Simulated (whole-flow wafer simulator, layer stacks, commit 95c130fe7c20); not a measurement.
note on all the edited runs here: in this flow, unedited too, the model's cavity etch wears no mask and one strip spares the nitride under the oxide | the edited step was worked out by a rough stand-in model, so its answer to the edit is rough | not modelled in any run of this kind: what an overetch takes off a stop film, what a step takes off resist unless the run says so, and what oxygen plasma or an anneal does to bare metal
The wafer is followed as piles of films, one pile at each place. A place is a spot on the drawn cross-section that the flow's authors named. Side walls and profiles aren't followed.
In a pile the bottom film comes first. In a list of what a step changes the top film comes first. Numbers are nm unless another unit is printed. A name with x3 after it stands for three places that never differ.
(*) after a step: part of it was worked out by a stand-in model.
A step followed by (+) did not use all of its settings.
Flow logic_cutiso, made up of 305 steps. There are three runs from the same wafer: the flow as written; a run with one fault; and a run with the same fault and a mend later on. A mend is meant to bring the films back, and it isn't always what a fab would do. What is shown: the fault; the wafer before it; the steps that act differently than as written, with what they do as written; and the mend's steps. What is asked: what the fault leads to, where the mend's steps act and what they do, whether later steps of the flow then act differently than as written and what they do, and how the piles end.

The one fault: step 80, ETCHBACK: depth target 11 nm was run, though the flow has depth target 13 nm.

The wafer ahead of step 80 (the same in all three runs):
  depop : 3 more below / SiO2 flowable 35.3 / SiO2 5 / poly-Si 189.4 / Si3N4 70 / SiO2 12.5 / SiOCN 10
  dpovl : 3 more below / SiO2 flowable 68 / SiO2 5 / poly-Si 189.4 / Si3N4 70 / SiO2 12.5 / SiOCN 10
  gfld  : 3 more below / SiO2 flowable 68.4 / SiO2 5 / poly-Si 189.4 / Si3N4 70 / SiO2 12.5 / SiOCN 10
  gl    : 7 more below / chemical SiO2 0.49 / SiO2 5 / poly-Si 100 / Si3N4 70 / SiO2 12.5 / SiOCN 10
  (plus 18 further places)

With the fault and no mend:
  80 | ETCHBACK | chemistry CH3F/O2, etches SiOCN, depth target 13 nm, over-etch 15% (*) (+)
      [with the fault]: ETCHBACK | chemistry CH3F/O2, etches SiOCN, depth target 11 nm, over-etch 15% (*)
      at every place that is followed, does what it does as written, but for slight differences, by at most 2% or 0.5 nm, whichever is larger
  Steps further on in the flow that do not act as written (37 more steps, not shown, differ only slightly: by at most 2% or 0.5 nm, whichever is larger):
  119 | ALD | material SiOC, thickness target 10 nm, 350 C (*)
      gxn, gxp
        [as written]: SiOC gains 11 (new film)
        [with the fault]: SiOC gains 11.8 (new film)
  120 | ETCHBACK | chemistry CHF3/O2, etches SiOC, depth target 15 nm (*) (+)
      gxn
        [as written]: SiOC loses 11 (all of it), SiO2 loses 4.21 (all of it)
        [with the fault]: SiOC loses 11.8 (all of it), SiO2 loses 3.21
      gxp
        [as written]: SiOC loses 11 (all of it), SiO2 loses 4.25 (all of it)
        [with the fault]: SiOC loses 11.8 (all of it), SiO2 loses 3.23
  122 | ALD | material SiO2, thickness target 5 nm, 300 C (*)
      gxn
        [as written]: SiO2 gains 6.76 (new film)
        [with the fault]: SiO2 gains 6.42
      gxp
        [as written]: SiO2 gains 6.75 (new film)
        [with the fault]: SiO2 gains 6.41
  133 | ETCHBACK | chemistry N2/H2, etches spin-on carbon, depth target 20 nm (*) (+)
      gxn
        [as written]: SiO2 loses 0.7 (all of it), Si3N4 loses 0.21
        [with the fault]: SiO2 loses 1.11
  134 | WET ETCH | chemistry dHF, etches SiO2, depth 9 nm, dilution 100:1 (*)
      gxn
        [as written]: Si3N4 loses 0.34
        [with the fault]: SiO2 loses 0.7 (all of it), Si3N4 loses 0.24
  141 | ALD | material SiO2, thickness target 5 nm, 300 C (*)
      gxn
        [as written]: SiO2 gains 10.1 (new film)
        [with the fault]: SiO2 gains 11.7 (new film)
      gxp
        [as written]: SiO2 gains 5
        [with the fault]: SiO2 gains 5.88
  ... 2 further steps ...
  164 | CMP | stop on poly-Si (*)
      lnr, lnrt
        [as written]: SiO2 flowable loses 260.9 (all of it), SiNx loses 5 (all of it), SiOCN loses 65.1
        [with the fault]: SiO2 flowable loses 260.2 (all of it), SiNx loses 5 (all of it), SiOCN loses 67.1
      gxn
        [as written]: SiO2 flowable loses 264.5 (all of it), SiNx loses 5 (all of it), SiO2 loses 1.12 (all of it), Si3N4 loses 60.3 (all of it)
        [with the fault]: SiO2 flowable loses 263.8 (all of it), SiNx loses 5 (all of it), SiO2 loses 2.71 (all of it), Si3N4 loses 60.7 (all of it)
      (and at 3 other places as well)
  When the end is reached, the piles differ only a little from the flow's at the places that both follow, at most by 2% or 0.5 nm, whichever is larger.

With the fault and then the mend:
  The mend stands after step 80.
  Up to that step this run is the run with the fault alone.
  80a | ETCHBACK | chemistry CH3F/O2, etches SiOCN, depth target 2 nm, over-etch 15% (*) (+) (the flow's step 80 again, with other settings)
      depop, dpovl, gfld and 10 more
        SiO2 loses 0.5
      lnr, lnri, lnrp, lnrt
        SiOCN loses 2
      rsdn, rsdp, rsdw, rsdx
        Si loses 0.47
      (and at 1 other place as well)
  Later steps of the flow that are run all act as written at every place that is followed.
  The piles end the same as the flow's at every place that both follow.
